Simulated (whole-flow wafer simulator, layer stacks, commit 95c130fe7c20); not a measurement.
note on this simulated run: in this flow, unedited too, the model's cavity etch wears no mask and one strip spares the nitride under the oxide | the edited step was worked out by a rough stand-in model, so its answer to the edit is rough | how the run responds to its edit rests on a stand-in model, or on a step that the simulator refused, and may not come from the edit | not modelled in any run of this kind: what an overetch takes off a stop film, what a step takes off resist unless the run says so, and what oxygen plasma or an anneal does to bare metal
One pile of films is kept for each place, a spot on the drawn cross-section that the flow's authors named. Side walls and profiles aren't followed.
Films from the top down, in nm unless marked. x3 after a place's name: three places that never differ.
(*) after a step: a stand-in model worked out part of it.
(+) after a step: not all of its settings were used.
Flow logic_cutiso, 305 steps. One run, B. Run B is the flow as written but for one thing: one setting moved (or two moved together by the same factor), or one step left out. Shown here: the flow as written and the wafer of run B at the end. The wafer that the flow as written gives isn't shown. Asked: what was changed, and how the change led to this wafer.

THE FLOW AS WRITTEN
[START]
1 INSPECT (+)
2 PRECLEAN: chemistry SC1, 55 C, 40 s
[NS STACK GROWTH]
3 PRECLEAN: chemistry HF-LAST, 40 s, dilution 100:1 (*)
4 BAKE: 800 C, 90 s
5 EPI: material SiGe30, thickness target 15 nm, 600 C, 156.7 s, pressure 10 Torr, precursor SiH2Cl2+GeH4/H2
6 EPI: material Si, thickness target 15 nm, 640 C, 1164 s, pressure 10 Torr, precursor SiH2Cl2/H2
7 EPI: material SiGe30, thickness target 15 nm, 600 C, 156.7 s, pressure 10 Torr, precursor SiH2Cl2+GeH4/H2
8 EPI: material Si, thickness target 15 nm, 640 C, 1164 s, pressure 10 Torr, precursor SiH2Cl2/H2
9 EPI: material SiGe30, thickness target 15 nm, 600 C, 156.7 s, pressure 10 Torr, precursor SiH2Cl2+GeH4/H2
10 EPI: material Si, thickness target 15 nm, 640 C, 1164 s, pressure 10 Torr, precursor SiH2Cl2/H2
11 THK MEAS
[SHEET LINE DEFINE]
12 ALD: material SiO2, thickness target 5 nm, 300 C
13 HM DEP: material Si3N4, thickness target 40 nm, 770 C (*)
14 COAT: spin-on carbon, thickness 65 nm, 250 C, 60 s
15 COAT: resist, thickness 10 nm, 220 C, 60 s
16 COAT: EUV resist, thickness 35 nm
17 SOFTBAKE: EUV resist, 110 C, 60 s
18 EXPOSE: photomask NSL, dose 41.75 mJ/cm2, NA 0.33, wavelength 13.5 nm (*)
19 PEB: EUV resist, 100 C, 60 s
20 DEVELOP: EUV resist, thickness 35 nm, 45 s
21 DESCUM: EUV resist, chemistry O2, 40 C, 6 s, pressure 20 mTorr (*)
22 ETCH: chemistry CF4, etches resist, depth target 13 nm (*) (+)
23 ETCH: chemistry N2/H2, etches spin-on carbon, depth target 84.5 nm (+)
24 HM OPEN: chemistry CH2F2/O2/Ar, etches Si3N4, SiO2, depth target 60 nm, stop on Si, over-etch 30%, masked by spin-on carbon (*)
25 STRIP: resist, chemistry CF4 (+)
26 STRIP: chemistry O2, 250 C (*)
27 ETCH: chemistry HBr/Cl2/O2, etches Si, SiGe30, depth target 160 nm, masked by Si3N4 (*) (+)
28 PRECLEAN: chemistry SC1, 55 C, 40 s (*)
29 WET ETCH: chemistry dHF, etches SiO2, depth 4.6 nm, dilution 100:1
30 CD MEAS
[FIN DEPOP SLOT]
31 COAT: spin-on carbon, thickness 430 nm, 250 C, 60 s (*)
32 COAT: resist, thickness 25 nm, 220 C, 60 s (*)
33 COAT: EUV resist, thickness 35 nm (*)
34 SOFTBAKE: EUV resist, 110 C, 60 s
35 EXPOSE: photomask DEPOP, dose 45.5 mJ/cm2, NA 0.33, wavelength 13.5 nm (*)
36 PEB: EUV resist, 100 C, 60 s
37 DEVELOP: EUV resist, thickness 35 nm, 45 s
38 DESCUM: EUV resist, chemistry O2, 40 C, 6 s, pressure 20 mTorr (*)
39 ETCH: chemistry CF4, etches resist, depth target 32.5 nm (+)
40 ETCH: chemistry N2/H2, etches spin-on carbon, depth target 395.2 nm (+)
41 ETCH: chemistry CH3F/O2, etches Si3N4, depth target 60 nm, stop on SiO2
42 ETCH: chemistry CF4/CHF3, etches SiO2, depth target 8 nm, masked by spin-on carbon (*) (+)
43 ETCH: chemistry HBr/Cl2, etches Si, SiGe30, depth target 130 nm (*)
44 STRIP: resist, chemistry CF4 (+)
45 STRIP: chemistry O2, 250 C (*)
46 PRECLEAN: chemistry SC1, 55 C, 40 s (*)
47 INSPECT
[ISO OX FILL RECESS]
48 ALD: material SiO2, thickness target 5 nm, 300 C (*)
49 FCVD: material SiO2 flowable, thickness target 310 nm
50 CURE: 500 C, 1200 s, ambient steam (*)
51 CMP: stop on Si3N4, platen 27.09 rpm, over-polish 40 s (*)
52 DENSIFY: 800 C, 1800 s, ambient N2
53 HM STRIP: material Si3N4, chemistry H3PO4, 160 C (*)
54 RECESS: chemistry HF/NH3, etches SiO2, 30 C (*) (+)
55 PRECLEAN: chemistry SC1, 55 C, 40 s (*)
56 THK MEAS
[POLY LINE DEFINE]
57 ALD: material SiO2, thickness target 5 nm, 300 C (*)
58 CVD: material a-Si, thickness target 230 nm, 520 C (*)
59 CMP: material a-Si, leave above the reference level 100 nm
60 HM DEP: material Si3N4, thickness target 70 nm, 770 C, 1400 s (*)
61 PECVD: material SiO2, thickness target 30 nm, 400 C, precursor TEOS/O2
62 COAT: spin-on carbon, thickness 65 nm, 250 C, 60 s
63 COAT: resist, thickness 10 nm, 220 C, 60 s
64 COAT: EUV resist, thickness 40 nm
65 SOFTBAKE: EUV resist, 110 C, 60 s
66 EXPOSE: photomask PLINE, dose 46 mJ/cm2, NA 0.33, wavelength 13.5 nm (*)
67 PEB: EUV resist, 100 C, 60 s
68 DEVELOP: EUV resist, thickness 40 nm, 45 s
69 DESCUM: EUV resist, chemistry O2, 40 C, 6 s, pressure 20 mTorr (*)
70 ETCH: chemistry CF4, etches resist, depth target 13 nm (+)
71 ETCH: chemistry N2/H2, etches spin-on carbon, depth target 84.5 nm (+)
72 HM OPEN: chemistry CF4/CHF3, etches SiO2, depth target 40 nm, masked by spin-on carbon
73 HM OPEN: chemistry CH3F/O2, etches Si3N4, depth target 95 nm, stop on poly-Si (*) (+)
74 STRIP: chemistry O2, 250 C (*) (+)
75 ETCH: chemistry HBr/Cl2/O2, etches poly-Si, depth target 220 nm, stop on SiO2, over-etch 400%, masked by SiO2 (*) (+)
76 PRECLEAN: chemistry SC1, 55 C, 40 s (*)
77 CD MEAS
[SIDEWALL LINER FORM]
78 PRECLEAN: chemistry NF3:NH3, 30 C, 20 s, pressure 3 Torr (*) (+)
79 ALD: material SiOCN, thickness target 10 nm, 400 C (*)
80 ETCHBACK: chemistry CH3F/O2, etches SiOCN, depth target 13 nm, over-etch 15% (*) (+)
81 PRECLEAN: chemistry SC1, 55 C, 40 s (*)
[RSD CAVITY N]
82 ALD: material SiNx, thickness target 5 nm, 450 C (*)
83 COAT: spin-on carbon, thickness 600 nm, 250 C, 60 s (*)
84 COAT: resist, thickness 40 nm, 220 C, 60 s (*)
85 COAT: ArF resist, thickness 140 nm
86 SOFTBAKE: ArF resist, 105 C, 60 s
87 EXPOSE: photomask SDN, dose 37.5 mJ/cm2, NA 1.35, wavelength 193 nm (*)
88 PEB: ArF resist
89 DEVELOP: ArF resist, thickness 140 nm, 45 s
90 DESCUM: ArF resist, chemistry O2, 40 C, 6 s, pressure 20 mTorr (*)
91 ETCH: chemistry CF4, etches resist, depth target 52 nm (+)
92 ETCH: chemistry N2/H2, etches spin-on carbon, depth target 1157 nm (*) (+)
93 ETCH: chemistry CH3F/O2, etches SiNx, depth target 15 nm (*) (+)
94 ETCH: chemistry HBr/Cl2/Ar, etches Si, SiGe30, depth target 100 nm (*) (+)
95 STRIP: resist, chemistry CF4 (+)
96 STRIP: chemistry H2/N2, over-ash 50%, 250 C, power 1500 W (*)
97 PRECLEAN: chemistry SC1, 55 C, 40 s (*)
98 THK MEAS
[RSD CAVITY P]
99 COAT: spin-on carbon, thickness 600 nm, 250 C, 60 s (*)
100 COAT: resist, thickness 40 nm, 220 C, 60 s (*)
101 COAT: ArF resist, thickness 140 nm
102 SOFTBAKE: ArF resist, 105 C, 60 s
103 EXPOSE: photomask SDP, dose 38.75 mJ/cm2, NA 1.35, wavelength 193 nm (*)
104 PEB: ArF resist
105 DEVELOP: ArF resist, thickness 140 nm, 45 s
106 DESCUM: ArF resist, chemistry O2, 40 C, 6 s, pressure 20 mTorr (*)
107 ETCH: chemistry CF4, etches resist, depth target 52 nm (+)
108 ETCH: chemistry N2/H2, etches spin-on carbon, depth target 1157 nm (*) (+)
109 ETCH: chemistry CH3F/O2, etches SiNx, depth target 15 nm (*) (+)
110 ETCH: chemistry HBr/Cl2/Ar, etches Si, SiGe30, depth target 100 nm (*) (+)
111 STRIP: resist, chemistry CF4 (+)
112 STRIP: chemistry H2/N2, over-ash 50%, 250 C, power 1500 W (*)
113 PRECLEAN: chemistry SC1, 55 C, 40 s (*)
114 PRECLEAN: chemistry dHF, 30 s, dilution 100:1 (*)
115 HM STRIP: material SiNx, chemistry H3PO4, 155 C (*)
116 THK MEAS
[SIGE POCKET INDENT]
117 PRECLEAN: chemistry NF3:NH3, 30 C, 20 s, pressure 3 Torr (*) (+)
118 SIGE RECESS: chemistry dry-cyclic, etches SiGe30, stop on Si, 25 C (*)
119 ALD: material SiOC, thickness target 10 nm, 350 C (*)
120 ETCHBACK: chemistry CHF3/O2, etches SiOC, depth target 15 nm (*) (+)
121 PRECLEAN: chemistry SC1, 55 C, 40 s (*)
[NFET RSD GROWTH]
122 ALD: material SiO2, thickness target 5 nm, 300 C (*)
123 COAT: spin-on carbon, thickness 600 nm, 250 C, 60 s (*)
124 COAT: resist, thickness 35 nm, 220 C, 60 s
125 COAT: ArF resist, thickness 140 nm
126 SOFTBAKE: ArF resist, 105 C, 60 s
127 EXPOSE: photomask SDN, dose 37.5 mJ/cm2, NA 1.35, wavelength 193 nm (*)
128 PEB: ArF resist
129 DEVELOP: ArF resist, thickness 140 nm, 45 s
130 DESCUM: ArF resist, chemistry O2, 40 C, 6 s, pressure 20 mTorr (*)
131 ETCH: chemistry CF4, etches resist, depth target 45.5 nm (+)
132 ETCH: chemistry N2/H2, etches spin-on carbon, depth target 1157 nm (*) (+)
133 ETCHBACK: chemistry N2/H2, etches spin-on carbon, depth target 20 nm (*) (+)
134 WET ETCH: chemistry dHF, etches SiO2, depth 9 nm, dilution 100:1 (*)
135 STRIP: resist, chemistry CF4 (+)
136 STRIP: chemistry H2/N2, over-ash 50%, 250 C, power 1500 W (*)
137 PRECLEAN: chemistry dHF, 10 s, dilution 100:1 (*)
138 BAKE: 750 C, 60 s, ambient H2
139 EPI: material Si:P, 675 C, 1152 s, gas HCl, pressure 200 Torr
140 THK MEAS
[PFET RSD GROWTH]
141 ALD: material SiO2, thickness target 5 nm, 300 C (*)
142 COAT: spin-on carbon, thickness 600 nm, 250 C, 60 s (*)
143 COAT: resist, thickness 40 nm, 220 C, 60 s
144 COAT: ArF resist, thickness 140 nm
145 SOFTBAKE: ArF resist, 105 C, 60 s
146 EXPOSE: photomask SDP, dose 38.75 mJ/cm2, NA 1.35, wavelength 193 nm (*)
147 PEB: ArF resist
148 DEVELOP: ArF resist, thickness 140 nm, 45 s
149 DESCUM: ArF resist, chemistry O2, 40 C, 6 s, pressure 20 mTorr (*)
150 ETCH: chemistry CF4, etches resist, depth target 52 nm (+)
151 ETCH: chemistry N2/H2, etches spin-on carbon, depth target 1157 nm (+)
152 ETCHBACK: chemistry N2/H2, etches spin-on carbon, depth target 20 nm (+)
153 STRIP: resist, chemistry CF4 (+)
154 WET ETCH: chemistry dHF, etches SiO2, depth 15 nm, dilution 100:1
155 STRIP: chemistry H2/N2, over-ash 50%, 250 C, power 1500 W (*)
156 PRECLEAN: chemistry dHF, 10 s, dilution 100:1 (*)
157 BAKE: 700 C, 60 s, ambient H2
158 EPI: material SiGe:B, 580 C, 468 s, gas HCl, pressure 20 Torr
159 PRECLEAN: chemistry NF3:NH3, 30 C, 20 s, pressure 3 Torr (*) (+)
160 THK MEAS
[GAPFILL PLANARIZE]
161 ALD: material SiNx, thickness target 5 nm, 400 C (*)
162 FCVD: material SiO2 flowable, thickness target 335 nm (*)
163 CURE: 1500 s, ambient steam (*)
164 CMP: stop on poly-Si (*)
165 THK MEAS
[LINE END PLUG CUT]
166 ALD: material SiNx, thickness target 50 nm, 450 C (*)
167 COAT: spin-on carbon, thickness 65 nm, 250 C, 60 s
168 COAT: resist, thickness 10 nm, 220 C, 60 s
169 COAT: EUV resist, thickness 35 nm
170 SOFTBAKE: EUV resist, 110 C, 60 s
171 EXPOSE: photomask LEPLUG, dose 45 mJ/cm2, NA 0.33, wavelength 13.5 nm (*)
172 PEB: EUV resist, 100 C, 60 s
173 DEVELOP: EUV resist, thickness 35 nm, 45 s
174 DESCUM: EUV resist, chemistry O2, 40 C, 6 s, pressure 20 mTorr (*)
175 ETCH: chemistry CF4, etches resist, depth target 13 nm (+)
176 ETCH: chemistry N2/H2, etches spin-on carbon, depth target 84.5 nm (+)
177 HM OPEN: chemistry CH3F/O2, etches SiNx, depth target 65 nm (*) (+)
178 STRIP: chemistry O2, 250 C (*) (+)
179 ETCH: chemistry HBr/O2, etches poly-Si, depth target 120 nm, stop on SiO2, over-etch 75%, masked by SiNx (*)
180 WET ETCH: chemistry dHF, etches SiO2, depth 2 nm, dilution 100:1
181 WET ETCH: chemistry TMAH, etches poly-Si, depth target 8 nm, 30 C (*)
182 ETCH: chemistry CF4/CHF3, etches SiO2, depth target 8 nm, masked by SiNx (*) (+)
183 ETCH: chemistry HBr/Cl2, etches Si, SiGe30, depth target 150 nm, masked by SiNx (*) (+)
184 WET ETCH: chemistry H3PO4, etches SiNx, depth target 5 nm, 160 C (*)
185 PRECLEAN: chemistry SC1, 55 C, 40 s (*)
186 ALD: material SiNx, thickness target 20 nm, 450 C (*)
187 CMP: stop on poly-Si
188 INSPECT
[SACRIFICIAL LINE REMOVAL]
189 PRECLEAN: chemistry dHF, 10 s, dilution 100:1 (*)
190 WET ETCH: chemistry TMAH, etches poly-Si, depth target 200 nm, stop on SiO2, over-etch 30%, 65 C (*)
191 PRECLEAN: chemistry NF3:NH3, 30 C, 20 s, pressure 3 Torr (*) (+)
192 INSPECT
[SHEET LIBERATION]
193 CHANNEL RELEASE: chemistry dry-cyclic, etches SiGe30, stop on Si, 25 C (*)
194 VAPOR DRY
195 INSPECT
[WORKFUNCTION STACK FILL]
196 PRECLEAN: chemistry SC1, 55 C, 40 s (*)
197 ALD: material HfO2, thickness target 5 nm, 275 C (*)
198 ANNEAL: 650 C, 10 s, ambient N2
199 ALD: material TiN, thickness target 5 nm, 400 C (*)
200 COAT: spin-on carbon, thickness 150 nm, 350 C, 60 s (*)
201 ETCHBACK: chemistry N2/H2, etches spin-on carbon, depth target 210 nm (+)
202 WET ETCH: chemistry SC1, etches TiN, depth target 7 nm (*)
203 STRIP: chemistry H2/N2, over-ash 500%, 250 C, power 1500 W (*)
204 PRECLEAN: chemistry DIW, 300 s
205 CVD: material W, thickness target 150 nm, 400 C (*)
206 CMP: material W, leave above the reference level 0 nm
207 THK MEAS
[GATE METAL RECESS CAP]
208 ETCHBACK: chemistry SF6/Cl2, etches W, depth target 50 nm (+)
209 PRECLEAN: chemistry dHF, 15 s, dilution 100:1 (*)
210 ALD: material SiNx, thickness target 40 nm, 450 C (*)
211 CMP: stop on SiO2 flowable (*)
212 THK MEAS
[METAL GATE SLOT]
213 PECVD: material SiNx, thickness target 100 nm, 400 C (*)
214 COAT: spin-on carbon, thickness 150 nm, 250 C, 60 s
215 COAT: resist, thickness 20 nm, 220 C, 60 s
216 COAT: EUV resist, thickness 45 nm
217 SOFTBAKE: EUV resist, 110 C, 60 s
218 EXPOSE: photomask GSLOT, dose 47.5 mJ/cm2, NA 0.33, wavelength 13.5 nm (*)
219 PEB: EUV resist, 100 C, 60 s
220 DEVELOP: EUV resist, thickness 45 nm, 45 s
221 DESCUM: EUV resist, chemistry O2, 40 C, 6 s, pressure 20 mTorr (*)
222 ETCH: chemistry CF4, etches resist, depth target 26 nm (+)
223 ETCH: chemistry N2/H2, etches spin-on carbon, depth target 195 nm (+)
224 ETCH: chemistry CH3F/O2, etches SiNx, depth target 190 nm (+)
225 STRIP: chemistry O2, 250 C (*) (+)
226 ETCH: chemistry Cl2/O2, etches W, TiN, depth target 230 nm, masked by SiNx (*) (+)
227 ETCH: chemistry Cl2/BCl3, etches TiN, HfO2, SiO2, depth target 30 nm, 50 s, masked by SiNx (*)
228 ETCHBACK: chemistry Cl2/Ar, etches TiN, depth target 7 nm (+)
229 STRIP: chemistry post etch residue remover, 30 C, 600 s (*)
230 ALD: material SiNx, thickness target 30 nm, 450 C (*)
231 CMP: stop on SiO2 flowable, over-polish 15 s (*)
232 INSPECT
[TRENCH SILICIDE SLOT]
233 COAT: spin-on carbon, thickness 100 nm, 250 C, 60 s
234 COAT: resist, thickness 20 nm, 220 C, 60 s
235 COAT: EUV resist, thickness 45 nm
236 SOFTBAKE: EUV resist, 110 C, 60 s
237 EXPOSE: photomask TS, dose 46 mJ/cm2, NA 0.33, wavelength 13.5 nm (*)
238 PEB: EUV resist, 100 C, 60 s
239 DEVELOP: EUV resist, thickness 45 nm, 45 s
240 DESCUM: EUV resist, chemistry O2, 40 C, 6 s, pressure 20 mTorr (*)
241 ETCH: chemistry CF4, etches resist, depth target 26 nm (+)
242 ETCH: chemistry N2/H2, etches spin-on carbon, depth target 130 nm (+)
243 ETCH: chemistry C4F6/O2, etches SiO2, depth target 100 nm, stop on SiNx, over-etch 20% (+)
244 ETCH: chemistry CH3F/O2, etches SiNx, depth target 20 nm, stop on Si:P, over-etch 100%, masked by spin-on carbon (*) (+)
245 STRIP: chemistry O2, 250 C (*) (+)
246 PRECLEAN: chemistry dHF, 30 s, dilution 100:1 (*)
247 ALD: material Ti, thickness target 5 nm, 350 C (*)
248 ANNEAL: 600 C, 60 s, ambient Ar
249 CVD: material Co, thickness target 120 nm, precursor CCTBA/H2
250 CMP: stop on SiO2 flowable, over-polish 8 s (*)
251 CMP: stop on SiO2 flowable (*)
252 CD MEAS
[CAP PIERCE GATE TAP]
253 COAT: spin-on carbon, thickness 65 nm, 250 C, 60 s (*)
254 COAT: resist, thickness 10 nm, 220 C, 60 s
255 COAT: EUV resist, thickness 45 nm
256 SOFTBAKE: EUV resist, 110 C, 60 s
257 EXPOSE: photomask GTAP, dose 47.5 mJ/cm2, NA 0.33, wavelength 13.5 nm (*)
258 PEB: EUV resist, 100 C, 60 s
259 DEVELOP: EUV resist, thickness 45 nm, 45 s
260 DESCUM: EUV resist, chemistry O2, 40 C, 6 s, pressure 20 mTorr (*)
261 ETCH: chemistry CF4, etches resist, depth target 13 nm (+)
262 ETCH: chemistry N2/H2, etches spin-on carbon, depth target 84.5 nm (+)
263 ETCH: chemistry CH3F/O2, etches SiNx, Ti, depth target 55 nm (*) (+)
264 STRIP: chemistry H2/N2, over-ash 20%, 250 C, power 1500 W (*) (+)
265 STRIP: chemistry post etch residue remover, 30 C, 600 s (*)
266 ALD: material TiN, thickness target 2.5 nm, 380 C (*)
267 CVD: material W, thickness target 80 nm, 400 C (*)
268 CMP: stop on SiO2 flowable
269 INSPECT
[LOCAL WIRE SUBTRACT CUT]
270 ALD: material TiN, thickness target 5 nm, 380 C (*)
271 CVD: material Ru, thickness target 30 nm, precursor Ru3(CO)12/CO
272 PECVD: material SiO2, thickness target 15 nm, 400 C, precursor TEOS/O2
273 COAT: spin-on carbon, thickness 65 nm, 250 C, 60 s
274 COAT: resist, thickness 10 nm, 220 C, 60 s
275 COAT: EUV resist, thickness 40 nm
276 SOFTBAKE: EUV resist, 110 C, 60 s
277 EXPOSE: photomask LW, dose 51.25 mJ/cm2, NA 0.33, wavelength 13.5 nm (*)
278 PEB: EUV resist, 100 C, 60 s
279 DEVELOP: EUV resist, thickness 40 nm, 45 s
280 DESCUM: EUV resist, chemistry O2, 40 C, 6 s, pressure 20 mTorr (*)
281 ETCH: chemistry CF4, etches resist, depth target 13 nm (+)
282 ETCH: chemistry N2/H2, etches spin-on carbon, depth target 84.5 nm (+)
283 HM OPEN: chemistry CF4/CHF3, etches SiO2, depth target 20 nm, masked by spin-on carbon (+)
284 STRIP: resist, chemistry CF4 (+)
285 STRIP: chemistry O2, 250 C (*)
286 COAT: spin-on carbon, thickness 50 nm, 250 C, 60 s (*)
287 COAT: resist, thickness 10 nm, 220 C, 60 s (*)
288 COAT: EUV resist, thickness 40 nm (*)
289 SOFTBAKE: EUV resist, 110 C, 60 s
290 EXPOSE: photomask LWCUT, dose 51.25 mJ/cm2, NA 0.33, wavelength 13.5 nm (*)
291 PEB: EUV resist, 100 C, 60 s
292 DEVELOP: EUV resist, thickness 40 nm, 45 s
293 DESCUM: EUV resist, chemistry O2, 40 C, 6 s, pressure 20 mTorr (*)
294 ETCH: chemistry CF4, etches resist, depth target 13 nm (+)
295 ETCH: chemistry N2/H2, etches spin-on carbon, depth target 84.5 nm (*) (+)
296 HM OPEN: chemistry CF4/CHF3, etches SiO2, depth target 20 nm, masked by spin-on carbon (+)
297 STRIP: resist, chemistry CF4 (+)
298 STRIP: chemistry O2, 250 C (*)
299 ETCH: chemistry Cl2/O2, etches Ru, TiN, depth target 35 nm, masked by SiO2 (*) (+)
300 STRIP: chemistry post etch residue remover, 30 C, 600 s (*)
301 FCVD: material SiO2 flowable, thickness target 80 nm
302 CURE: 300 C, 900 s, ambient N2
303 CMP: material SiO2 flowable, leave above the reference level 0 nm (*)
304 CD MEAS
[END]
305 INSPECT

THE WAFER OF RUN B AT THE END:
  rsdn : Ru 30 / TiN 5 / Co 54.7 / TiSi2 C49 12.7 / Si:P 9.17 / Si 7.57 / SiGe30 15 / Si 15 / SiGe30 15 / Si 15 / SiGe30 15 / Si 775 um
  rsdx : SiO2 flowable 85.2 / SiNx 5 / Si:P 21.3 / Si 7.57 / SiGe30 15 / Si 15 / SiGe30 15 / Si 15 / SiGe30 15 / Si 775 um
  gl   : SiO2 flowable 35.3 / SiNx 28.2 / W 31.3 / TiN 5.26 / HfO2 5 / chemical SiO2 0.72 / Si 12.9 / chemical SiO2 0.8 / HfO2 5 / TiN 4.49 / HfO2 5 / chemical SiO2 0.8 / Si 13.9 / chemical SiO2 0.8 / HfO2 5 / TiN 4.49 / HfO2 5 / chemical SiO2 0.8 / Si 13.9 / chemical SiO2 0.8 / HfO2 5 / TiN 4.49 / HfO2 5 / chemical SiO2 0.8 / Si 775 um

The cause: step 92, ETCH: depth target 520.6 nm was run, where the flow has depth target 1157 nm.

How the change led to this, step by step:
  92 ETCH: chemistry N2/H2, etches spin-on carbon, depth target 1157 nm (*) (+)
      gl, gxn, tap: spin-on carbon -520.6 (as written it would be: spin-on carbon -522.7 (all of it), SiNx -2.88)
      lnr, lnrt: spin-on carbon -520.6 (as written it would be: spin-on carbon -524.9 (all of it), SiNx -2.85)
      (and at 17 more places)
  93 ETCH: chemistry CH3F/O2, etches SiNx, depth target 15 nm (*) (+)
      rsdn, rsdx: spin-on carbon -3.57 (as written it would be: SiNx -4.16 (all of it))
      gl: spin-on carbon -2.08 (all of it), SiNx -5 (all of it), SiO2 -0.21 (as written it would be: SiNx -2.12 (all of it), SiO2 -0.17)
      (and at 19 more places)
  94 ETCH: chemistry HBr/Cl2/Ar, etches Si, SiGe30, depth target 100 nm (*) (+)
      rsdn, rsdx: nothing (as written it would be: chemical SiO2 -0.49 (all of it), Si -12.8 (all of it), SiGe30 -15 (all of it), Si -15 (all of it), SiGe30 -15 (all of it), Si -15 (all of it), SiGe30 -15 (all of it), Si -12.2)
  95 STRIP: resist, chemistry CF4 (+)
      gl, tap: SiO2 -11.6 (all of it) (as written it would be: nothing)
      gxn: SiO2 -10.1 (as written it would be: nothing)
      (and at 17 more places)
  96 STRIP: chemistry H2/N2, over-ash 50%, 250 C, power 1500 W (*)
      rsdn, rsdx: spin-on carbon -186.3 (all of it) (as written it would be: nothing)
  99 COAT: spin-on carbon, thickness 600 nm, 250 C, 60 s (*)
      gfld, plug: spin-on carbon +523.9 (new film) (as written it would be: spin-on carbon +509.8 (new film))
      rsdn, rsdx: spin-on carbon +711.7 (new film) (as written it would be: spin-on carbon +802.8 (new film))
      (and at 10 more places)
  108 ETCH: chemistry N2/H2, etches spin-on carbon, depth target 1157 nm (*) (+)
      depop, dpovl, gfld and 14 more: ArF resist -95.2 (all of it), resist -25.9 (as written it would be: ArF resist -95.2 (all of it), resist -25.2)
      glp, gxp: spin-on carbon -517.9 (all of it), SiNx -2.85 (as written it would be: spin-on carbon -503.9 (all of it), SiNx -2.78)
      (and at 1 more place)
  111 STRIP: resist, chemistry CF4 (+)
      depop, dpovl, isow, ns, nsgap, plug, tap: resist -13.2 (all of it) (as written it would be: resist -14 (all of it))
      gl, gxf, gxn, lnr, rsdn, rsdx: resist -13.3 (all of it) (as written it would be: resist -14.1 (all of it))
      (and at 4 more places)
  112 STRIP: chemistry H2/N2, over-ash 50%, 250 C, power 1500 W (*)
      gfld, plug: spin-on carbon -523.9 (all of it) (as written it would be: spin-on carbon -509.8 (all of it))
      rsdn, rsdx: spin-on carbon -711.7 (all of it) (as written it would be: spin-on carbon -802.8 (all of it))
      (and at 7 more places)
  114 PRECLEAN: chemistry dHF, 30 s, dilution 100:1 (*)
      gl, tap: Si3N4 -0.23 (as written it would be: SiO2 -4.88)
      rsdn, rsdx: SiNx -1 (as written it would be: chemical SiO2 -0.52 (all of it))
      (and at 1 more place)
  115 HM STRIP: material SiNx, chemistry H3PO4, 155 C (*)
      gl, gxn, tap: Si3N4 -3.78 (as written it would be: SiO2 -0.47)
      rsdn, rsdx: SiNx -3.99 (all of it), chemical SiO2 +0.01 (as written it would be: chemical SiO2 +0.5 (new film), Si -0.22)
  117 PRECLEAN: chemistry NF3:NH3, 30 C, 20 s, pressure 3 Torr (*) (+)
      gl, gxn, tap: Si3N4 -0.2 (as written it would be: SiO2 -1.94)
  119 ALD: material SiOC, thickness target 10 nm, 350 C (*)
      gxn: SiOC +10 (new film) (as written it would be: SiOC +11 (new film))
  120 ETCHBACK: chemistry CHF3/O2, etches SiOC, depth target 15 nm (*) (+)
      gl, tap: SiOC -10 (all of it), Si3N4 -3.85 (as written it would be: SiOC -10 (all of it), SiO2 -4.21 (all of it), Si3N4 -0.61)
      rsdn, rsdx: SiOC -10 (all of it), Si -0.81 (as written it would be: SiOC -10 (all of it))
      (and at 1 more place)
  122 ALD: material SiO2, thickness target 5 nm, 300 C (*)
      gxn: SiO2 +5 (new film) (as written it would be: SiO2 +6.76 (new film))
  123 COAT: spin-on carbon, thickness 600 nm, 250 C, 60 s (*)
      gl, tap: spin-on carbon +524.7 (new film) (as written it would be: spin-on carbon +507 (new film))
      rsdn, rsdx: spin-on carbon +693.5 (new film) (as written it would be: spin-on carbon +783.3 (new film))
      (and at 3 more places)
  ... 10 more steps ...
  164 CMP: stop on poly-Si (*)
      gxn: SiO2 flowable -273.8 (all of it), SiNx -5 (all of it), Si3N4 -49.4 (all of it) (as written it would be: SiO2 flowable -264.5 (all of it), SiNx -5 (all of it), SiO2 -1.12 (all of it), Si3N4 -60.3 (all of it))
      gl: SiO2 flowable -273.9 (all of it), SiNx -5 (all of it), Si3N4 -49.2 (all of it) (as written it would be: SiO2 flowable -270.7 (all of it), SiNx -5 (all of it), Si3N4 -55.3 (all of it))
      (and at 3 more places)
